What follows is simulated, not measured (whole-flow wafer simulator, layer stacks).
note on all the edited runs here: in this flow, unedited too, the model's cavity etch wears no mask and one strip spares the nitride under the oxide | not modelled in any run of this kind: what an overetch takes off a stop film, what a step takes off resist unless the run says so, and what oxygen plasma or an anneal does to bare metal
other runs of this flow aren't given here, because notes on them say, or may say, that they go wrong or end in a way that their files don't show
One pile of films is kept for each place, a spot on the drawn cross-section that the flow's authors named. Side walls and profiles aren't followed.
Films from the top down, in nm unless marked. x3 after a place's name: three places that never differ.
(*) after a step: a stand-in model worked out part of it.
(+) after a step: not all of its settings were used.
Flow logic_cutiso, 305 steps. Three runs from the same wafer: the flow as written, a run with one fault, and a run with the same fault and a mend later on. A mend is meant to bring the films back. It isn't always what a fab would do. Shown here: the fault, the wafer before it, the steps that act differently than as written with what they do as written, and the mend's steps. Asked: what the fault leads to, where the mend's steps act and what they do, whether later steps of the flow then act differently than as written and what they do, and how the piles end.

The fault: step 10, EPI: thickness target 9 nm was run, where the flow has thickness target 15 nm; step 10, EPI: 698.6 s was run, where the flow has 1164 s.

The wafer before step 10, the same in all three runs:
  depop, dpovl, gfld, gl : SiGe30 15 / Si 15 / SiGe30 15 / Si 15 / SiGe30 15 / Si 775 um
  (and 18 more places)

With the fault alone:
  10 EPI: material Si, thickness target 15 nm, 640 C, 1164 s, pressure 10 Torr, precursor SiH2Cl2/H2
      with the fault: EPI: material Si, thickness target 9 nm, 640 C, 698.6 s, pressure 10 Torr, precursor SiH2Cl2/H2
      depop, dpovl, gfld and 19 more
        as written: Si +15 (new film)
        with the fault: Si +9 (new film)
  Later steps of the flow that act differently than as written (4 more steps differ only slightly, by at most 2% or 0.5 nm, whichever is larger, and aren't shown):
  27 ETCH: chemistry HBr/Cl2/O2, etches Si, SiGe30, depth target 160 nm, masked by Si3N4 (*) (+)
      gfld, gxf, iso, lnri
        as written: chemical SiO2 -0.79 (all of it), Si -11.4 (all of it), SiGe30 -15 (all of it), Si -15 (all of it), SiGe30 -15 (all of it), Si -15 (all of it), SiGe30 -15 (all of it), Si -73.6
        with the fault: chemical SiO2 -0.79 (all of it), Si -5.35 (all of it), SiGe30 -15 (all of it), Si -15 (all of it), SiGe30 -15 (all of it), Si -15 (all of it), SiGe30 -15 (all of it), Si -79.6
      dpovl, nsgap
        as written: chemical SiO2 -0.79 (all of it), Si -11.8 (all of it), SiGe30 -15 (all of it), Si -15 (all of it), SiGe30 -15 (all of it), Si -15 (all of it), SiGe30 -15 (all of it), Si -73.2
        with the fault: chemical SiO2 -0.79 (all of it), Si -5.75 (all of it), SiGe30 -15 (all of it), Si -15 (all of it), SiGe30 -15 (all of it), Si -15 (all of it), SiGe30 -15 (all of it), Si -79.2
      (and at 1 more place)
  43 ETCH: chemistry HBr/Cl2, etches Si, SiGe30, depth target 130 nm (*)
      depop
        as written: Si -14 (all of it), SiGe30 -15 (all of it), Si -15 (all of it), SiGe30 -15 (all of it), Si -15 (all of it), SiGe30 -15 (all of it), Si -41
        with the fault: Si -8.02 (all of it), SiGe30 -15 (all of it), Si -15 (all of it), SiGe30 -15 (all of it), Si -15 (all of it), SiGe30 -15 (all of it), Si -47
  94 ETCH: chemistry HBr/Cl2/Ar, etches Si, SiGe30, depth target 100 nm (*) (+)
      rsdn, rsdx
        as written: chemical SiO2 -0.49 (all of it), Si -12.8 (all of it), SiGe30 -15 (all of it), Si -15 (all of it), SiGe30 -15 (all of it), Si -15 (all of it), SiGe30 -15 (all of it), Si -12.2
        with the fault: chemical SiO2 -0.49 (all of it), Si -6.82 (all of it), SiGe30 -15 (all of it), Si -15 (all of it), SiGe30 -15 (all of it), Si -15 (all of it), SiGe30 -15 (all of it), Si -18.2
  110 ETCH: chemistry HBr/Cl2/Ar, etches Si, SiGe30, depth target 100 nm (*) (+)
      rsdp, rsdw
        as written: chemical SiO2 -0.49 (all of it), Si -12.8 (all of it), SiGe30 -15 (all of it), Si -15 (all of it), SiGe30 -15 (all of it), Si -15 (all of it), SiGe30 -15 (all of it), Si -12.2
        with the fault: chemical SiO2 -0.49 (all of it), Si -6.82 (all of it), SiGe30 -15 (all of it), Si -15 (all of it), SiGe30 -15 (all of it), Si -15 (all of it), SiGe30 -15 (all of it), Si -18.2
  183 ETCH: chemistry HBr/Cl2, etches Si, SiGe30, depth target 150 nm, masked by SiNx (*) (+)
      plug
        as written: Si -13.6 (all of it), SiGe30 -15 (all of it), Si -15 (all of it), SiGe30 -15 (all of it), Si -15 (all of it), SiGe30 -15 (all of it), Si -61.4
        with the fault: Si -7.55 (all of it), SiGe30 -15 (all of it), Si -15 (all of it), SiGe30 -15 (all of it), Si -15 (all of it), SiGe30 -15 (all of it), Si -67.4
  At the end the piles differ from the flow's by more than 2% or 0.5 nm, whichever is larger, at gl, glp, gxn and 6 more.
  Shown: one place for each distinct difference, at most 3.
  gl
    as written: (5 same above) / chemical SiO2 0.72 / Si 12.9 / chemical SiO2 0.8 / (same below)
    with the fault: (5 same above) / chemical SiO2 0.72 / Si 6.85 / chemical SiO2 0.8 / (same below)
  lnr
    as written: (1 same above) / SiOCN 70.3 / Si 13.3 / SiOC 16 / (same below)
    with the fault: (1 same above) / SiOCN 70.3 / Si 7.29 / SiOC 16 / (same below)
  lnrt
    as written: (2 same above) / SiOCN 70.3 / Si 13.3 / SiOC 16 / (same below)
    with the fault: (2 same above) / SiOCN 70.3 / Si 7.29 / SiOC 16 / (same below)

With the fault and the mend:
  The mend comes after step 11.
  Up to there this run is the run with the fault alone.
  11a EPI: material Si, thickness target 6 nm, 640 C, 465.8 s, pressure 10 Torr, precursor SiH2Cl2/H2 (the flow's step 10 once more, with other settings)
      depop, dpovl, gfld and 19 more
        Si +6
  No later step of the flow acts differently than as written at any place that is followed.
  At the end the piles are the same as the flow's at every place that both follow.
